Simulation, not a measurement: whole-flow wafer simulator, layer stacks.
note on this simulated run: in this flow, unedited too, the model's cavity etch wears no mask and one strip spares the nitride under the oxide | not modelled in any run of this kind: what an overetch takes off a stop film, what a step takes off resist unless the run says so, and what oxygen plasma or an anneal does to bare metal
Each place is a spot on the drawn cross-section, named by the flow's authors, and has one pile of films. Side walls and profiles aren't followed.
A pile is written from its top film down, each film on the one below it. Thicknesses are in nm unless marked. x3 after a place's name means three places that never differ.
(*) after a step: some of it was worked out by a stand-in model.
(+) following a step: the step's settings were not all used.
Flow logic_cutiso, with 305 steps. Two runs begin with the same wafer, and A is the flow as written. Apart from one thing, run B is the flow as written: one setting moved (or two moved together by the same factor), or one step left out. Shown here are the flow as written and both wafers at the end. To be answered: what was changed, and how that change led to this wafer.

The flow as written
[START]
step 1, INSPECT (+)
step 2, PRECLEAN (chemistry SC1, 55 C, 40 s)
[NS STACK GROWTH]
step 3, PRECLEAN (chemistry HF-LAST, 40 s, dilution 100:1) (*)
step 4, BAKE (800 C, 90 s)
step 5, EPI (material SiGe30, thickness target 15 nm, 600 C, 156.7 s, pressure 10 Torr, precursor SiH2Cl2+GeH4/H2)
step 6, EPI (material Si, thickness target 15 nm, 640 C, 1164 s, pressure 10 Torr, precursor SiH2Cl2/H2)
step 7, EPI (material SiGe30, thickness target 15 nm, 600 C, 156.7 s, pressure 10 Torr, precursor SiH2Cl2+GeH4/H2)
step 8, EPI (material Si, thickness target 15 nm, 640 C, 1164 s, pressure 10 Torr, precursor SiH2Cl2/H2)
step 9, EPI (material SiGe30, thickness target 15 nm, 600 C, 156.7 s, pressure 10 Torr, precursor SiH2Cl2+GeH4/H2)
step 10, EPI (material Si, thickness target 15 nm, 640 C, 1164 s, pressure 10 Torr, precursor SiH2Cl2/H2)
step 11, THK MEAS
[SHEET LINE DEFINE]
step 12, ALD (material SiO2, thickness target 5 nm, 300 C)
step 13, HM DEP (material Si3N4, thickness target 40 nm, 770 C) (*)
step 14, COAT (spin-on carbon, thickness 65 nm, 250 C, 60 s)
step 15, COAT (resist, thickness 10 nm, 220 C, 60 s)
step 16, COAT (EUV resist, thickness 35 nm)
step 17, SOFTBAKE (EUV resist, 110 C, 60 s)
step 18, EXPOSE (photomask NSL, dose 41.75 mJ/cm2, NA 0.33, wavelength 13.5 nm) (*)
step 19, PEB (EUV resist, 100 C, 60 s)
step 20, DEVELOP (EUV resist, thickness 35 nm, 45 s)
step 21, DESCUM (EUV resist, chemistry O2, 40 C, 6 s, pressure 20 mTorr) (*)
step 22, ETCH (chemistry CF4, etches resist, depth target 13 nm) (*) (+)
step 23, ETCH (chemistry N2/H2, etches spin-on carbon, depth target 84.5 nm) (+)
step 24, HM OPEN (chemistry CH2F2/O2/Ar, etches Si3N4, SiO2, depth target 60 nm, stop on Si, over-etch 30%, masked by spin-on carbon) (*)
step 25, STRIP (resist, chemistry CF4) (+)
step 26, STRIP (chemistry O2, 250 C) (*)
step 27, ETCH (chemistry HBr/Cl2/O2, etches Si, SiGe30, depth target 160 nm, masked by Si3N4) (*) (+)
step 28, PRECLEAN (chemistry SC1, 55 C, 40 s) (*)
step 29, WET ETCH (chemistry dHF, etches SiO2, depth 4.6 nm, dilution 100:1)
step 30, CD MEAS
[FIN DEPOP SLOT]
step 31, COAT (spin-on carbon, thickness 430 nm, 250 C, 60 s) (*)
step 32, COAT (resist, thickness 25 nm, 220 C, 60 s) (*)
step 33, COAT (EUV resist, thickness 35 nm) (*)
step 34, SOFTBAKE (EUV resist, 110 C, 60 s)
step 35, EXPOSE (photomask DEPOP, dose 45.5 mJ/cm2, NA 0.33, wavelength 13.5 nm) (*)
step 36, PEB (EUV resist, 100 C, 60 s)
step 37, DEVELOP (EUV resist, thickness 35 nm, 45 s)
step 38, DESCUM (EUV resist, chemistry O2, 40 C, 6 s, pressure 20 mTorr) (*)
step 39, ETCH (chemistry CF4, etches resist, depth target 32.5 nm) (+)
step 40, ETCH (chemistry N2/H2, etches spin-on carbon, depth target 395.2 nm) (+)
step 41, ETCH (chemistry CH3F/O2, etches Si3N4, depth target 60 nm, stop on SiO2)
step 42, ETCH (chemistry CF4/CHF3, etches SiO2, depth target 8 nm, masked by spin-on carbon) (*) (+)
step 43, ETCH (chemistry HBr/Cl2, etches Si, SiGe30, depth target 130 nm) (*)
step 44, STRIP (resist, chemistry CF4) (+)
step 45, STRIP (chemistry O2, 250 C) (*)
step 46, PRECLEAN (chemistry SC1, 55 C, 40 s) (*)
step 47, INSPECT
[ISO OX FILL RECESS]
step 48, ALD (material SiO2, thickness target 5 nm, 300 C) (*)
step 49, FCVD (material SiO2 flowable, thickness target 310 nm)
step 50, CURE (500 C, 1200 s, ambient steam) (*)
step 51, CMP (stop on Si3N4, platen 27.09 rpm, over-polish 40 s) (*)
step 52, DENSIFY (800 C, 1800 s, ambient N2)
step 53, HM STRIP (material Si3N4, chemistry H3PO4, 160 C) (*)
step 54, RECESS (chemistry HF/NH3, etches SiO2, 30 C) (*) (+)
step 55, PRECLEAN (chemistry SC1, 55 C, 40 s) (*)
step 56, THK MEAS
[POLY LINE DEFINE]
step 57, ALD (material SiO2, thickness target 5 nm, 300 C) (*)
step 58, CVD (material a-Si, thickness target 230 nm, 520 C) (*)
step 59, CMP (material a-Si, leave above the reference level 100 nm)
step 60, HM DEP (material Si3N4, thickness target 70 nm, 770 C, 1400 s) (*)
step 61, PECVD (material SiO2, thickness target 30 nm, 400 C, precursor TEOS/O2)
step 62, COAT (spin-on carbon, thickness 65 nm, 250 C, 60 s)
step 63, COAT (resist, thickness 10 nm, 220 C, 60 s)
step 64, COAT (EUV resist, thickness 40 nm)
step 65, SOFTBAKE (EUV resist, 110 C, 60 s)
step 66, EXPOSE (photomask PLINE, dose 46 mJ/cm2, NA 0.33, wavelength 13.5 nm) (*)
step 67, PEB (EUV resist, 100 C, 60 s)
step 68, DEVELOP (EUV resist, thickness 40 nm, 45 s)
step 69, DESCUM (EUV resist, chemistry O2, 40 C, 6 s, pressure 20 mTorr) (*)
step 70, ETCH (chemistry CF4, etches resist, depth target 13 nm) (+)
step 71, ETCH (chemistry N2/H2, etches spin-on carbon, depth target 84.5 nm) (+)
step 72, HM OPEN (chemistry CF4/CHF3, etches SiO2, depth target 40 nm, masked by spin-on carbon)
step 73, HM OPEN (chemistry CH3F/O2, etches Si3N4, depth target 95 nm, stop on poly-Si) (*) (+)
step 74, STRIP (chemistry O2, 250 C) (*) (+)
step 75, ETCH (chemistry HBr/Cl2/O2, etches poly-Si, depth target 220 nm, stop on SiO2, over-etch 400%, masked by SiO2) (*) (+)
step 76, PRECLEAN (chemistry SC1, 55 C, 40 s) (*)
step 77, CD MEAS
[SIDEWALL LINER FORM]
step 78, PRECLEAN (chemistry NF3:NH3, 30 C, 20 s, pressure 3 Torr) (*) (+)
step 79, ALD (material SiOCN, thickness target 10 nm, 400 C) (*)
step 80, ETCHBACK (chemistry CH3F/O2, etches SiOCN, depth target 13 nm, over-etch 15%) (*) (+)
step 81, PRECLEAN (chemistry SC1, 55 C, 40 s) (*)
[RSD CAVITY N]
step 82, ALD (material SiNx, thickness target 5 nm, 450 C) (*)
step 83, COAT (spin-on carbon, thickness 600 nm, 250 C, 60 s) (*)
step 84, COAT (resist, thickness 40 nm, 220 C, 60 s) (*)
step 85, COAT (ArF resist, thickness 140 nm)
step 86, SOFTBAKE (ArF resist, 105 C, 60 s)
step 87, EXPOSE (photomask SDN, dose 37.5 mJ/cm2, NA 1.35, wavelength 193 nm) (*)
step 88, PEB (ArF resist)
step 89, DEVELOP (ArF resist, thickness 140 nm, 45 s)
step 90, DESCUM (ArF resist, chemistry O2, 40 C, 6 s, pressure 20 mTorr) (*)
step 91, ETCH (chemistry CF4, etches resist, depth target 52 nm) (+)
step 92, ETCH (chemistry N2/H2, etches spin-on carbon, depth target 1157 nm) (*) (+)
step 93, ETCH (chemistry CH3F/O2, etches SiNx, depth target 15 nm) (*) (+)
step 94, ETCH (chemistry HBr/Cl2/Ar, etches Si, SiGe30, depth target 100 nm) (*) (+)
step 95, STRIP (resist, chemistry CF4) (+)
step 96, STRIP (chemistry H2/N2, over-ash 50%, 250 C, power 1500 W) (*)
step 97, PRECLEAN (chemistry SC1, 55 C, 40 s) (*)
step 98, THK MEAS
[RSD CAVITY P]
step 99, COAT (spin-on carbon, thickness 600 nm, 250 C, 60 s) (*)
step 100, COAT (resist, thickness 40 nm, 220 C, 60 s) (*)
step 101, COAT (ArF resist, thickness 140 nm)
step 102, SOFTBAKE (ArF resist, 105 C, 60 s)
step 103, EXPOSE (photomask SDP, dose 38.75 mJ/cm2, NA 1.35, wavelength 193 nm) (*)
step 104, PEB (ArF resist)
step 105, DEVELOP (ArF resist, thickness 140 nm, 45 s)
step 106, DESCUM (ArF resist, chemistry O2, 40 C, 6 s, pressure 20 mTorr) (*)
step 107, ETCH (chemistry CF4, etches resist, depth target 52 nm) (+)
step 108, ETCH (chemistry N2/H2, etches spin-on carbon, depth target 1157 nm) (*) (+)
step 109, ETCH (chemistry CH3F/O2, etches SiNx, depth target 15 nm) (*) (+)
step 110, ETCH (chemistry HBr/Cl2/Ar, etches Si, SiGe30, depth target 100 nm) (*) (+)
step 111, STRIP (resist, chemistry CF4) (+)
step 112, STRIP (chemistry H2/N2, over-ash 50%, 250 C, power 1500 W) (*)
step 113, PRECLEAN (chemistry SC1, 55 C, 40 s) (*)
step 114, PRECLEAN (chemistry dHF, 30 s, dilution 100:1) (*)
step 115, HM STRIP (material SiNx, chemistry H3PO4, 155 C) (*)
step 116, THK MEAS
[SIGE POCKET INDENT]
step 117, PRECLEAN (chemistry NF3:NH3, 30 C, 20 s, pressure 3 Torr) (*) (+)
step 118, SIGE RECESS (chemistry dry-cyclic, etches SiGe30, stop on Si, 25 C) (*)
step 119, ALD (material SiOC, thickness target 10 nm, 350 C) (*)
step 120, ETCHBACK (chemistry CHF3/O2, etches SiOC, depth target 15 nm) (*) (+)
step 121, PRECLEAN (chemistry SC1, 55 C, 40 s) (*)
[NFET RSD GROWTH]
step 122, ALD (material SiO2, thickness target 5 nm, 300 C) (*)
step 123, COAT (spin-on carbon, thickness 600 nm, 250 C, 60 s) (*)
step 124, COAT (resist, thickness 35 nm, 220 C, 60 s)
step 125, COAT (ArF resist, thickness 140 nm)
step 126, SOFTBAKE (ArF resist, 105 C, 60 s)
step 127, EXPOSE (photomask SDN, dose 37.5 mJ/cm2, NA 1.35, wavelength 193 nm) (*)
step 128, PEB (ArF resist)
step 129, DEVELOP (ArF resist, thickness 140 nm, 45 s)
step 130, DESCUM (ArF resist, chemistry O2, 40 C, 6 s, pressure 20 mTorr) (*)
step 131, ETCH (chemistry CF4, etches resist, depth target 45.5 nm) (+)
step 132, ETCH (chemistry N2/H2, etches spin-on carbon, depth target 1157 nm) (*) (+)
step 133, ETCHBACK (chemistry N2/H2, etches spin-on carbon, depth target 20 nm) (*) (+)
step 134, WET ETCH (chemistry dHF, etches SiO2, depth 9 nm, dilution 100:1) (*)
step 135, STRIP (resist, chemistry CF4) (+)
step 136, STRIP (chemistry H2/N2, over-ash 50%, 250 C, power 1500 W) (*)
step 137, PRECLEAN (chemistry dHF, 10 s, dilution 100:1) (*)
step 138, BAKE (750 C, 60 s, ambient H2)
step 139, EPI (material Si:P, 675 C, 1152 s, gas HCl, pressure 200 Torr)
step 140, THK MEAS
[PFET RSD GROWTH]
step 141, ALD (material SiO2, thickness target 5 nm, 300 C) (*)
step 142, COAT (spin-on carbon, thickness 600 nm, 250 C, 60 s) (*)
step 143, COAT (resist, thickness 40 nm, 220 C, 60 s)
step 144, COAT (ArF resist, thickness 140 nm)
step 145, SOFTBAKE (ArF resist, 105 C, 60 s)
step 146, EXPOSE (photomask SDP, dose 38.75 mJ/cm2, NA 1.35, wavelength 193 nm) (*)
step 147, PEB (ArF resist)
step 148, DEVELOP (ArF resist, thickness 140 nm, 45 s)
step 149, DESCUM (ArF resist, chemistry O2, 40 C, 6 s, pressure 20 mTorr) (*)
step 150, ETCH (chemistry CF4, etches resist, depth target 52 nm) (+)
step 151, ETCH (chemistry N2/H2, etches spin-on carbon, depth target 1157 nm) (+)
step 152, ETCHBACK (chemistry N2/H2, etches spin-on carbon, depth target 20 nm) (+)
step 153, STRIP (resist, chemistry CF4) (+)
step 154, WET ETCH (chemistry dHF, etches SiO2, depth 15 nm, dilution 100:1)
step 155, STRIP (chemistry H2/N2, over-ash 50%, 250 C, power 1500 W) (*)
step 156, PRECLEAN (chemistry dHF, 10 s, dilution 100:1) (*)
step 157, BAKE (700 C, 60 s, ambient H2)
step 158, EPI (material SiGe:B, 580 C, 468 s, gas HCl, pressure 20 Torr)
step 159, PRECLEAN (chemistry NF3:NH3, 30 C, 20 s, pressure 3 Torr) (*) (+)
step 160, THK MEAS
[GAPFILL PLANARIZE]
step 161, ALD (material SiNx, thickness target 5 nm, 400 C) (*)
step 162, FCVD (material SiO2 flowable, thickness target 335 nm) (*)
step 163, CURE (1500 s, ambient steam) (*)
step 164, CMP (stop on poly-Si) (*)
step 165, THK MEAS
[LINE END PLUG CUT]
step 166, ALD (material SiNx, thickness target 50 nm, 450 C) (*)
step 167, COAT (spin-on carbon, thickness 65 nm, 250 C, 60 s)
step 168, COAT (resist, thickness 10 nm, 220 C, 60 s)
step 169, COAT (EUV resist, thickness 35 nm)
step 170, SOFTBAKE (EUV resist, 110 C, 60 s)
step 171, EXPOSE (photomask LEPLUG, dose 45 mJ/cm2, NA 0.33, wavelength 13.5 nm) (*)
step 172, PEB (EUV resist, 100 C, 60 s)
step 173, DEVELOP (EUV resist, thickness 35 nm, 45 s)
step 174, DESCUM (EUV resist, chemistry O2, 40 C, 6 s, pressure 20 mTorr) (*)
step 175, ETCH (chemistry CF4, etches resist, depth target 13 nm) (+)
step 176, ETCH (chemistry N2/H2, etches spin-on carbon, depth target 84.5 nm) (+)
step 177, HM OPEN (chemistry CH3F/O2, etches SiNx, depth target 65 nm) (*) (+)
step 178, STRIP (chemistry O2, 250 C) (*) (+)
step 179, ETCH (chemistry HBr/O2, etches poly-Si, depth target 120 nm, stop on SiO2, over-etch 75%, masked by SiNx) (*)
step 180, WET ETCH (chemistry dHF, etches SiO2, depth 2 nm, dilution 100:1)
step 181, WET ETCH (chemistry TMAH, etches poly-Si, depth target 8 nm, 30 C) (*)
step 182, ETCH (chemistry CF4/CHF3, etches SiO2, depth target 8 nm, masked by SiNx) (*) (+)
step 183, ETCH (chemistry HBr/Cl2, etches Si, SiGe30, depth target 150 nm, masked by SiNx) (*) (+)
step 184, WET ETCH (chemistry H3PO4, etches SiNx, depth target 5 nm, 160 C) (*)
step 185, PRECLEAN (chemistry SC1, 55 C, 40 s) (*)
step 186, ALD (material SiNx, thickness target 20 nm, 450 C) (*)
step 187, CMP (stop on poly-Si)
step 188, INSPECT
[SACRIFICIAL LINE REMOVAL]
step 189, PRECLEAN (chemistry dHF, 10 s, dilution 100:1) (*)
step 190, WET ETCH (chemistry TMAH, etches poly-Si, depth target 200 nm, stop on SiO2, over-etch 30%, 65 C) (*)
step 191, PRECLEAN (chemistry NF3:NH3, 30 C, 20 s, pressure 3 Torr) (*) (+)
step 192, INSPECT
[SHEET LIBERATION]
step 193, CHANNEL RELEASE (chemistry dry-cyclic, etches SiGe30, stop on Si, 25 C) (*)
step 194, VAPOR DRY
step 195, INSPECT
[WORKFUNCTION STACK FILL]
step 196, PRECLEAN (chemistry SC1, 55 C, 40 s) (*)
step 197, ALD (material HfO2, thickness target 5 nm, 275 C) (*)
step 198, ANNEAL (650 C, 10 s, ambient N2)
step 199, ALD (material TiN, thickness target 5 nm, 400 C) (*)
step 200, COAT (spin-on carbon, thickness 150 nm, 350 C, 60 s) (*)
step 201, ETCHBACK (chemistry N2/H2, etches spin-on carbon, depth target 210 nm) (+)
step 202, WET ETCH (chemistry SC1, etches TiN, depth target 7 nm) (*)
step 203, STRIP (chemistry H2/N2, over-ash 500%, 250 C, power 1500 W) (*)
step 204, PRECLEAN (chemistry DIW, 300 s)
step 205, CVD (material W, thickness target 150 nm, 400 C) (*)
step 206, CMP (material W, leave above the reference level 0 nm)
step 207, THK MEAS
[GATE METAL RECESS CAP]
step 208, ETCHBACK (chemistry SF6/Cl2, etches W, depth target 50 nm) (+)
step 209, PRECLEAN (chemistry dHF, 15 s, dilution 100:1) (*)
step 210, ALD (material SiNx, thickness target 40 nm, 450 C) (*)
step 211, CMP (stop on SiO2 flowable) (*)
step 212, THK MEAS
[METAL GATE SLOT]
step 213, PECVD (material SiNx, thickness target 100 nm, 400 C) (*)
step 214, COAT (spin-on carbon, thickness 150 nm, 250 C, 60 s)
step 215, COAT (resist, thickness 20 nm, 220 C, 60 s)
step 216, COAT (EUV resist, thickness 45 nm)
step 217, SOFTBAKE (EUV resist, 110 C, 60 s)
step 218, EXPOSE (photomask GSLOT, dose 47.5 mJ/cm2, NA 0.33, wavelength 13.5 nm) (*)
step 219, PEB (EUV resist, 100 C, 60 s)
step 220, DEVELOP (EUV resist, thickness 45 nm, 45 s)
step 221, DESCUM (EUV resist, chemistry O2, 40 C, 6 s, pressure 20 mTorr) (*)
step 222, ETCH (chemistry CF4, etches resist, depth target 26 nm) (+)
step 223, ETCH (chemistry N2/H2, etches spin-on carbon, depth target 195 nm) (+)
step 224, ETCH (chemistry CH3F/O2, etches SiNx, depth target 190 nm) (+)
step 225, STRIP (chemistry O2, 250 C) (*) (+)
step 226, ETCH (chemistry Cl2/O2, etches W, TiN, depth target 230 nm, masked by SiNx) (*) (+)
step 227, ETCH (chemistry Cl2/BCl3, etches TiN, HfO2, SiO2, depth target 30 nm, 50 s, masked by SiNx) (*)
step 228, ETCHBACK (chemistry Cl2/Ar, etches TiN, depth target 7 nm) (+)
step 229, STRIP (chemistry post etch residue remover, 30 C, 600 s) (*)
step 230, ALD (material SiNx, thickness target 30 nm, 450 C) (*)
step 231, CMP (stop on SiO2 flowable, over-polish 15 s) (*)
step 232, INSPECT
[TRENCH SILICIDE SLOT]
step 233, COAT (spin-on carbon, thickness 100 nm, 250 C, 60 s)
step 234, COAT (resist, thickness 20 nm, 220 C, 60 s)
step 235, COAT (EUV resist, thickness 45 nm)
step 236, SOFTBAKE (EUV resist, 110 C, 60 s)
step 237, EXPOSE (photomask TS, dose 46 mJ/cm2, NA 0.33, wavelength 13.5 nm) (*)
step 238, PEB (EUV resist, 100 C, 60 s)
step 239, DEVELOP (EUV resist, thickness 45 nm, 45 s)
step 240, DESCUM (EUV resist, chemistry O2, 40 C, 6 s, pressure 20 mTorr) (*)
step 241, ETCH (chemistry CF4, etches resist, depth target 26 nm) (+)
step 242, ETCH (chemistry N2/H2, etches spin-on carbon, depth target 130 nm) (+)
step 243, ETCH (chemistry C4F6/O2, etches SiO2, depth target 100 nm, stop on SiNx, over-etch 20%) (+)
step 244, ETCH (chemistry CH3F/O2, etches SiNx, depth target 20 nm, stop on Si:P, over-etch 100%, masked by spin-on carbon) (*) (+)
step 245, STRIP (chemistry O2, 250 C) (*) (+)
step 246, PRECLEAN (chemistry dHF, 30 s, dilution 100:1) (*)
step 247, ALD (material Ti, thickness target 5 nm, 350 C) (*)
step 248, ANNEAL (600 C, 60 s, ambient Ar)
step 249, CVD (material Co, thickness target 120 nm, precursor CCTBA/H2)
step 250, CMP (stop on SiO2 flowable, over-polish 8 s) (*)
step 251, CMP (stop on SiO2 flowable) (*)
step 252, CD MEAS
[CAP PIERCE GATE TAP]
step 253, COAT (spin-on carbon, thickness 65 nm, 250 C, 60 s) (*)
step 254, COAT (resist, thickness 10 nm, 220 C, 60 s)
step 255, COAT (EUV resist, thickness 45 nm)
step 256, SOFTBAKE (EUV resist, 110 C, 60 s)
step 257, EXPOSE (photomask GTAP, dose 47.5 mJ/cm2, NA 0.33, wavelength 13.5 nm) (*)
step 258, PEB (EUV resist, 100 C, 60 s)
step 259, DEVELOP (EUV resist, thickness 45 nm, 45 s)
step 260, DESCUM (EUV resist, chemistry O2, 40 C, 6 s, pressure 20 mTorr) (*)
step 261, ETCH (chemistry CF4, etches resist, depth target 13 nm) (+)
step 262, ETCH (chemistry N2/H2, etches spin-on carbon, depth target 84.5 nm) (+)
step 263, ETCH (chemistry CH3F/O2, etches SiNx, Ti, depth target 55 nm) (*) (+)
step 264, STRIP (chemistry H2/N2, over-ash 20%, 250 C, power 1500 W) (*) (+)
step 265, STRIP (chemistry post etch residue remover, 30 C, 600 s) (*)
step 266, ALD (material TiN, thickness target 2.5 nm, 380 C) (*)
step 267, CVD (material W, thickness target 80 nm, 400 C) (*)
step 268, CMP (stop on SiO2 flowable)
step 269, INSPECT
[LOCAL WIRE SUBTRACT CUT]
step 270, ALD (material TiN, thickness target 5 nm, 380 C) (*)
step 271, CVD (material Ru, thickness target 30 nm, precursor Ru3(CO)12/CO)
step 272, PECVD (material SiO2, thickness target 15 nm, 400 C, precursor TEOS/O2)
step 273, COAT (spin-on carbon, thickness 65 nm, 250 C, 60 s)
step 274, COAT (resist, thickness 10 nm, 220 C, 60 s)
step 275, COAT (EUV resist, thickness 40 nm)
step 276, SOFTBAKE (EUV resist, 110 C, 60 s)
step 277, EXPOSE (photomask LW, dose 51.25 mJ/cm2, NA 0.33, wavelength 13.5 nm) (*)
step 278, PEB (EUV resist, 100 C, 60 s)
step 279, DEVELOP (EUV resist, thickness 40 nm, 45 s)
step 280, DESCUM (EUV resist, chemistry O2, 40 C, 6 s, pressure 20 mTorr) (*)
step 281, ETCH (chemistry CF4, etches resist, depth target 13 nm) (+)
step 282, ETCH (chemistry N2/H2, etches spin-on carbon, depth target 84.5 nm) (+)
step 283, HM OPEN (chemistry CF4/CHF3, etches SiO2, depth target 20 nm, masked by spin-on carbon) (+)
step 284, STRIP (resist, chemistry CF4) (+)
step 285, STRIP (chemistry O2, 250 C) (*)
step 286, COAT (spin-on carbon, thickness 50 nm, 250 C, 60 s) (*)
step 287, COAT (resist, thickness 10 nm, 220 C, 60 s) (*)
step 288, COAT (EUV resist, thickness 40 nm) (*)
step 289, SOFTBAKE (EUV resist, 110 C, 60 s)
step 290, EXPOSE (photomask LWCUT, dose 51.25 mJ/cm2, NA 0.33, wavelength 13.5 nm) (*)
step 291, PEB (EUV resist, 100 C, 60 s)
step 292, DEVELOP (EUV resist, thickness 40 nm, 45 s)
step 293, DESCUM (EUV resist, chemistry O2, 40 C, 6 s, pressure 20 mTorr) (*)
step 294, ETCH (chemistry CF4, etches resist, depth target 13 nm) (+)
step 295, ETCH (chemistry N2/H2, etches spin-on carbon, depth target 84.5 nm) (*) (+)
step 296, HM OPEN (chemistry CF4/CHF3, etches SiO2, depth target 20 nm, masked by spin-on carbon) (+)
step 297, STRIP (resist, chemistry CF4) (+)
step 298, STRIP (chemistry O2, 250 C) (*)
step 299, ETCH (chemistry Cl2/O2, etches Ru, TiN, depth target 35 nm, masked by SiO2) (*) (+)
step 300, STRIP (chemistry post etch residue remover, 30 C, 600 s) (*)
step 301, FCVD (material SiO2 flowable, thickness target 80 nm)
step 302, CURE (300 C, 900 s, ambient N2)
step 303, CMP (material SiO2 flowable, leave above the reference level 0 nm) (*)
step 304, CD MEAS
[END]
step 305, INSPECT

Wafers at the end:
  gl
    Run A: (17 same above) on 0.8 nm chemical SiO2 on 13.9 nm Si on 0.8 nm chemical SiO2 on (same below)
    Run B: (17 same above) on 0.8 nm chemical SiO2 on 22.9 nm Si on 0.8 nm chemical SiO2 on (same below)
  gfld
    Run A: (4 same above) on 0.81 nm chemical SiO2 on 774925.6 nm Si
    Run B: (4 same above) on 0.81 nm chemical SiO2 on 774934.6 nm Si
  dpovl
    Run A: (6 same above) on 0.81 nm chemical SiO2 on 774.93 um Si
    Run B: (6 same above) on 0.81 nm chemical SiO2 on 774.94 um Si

What caused this: step 6, EPI: thickness target 24 nm was run, while the flow as written has thickness target 15 nm; step 6, EPI: 1863 s was run, where the flow has 1164 s.

The path from the change to this, step by step:
  step 6, EPI (material Si, thickness target 15 nm, 640 C, 1164 s, pressure 10 Torr, precursor SiH2Cl2/H2)
      depop, dpovl, gfld and 19 more: A Si gains 15 (new film) | B Si gains 24 (new film)
  step 27, ETCH (chemistry HBr/Cl2/O2, etches Si, SiGe30, depth target 160 nm, masked by Si3N4) (*) (+)
      gfld, gxf, iso, lnri: A chemical SiO2 loses 0.79 (all of it), Si loses 11.4 (all of it), SiGe30 loses 15 (all of it), Si loses 15 (all of it), SiGe30 loses 15 (all of it), Si loses 15 (all of it), SiGe30 loses 15 (all of it), Si loses 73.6 | B chemical SiO2 loses 0.79 (all of it), Si loses 11.4 (all of it), SiGe30 loses 15 (all of it), Si loses 15 (all of it), SiGe30 loses 15 (all of it), Si loses 24 (all of it), SiGe30 loses 15 (all of it), Si loses 64.6
      dpovl, nsgap: A chemical SiO2 loses 0.79 (all of it), Si loses 11.8 (all of it), SiGe30 loses 15 (all of it), Si loses 15 (all of it), SiGe30 loses 15 (all of it), Si loses 15 (all of it), SiGe30 loses 15 (all of it), Si loses 73.2 | B chemical SiO2 loses 0.79 (all of it), Si loses 11.8 (all of it), SiGe30 loses 15 (all of it), Si loses 15 (all of it), SiGe30 loses 15 (all of it), Si loses 24 (all of it), SiGe30 loses 15 (all of it), Si loses 64.2
      (also at 1 further place)
  step 43, ETCH (chemistry HBr/Cl2, etches Si, SiGe30, depth target 130 nm) (*)
      depop: A Si loses 14 (all of it), SiGe30 loses 15 (all of it), Si loses 15 (all of it), SiGe30 loses 15 (all of it), Si loses 15 (all of it), SiGe30 loses 15 (all of it), Si loses 41 | B Si loses 14 (all of it), SiGe30 loses 15 (all of it), Si loses 15 (all of it), SiGe30 loses 15 (all of it), Si loses 24 (all of it), SiGe30 loses 15 (all of it), Si loses 32
  step 94, ETCH (chemistry HBr/Cl2/Ar, etches Si, SiGe30, depth target 100 nm) (*) (+)
      rsdn, rsdx: A chemical SiO2 loses 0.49 (all of it), Si loses 12.8 (all of it), SiGe30 loses 15 (all of it), Si loses 15 (all of it), SiGe30 loses 15 (all of it), Si loses 15 (all of it), SiGe30 loses 15 (all of it), Si loses 12.2 | B chemical SiO2 loses 0.49 (all of it), Si loses 12.8 (all of it), SiGe30 loses 15 (all of it), Si loses 15 (all of it), SiGe30 loses 15 (all of it), Si loses 24 (all of it), SiGe30 loses 15 (all of it), Si loses 3.16
  step 110, ETCH (chemistry HBr/Cl2/Ar, etches Si, SiGe30, depth target 100 nm) (*) (+)
      rsdp, rsdw: A chemical SiO2 loses 0.49 (all of it), Si loses 12.8 (all of it), SiGe30 loses 15 (all of it), Si loses 15 (all of it), SiGe30 loses 15 (all of it), Si loses 15 (all of it), SiGe30 loses 15 (all of it), Si loses 12.2 | B chemical SiO2 loses 0.49 (all of it), Si loses 12.8 (all of it), SiGe30 loses 15 (all of it), Si loses 15 (all of it), SiGe30 loses 15 (all of it), Si loses 24 (all of it), SiGe30 loses 15 (all of it), Si loses 3.16
  step 183, ETCH (chemistry HBr/Cl2, etches Si, SiGe30, depth target 150 nm, masked by SiNx) (*) (+)
      plug: A Si loses 13.6 (all of it), SiGe30 loses 15 (all of it), Si loses 15 (all of it), SiGe30 loses 15 (all of it), Si loses 15 (all of it), SiGe30 loses 15 (all of it), Si loses 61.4 | B Si loses 13.6 (all of it), SiGe30 loses 15 (all of it), Si loses 15 (all of it), SiGe30 loses 15 (all of it), Si loses 24 (all of it), SiGe30 loses 15 (all of it), Si loses 52.4
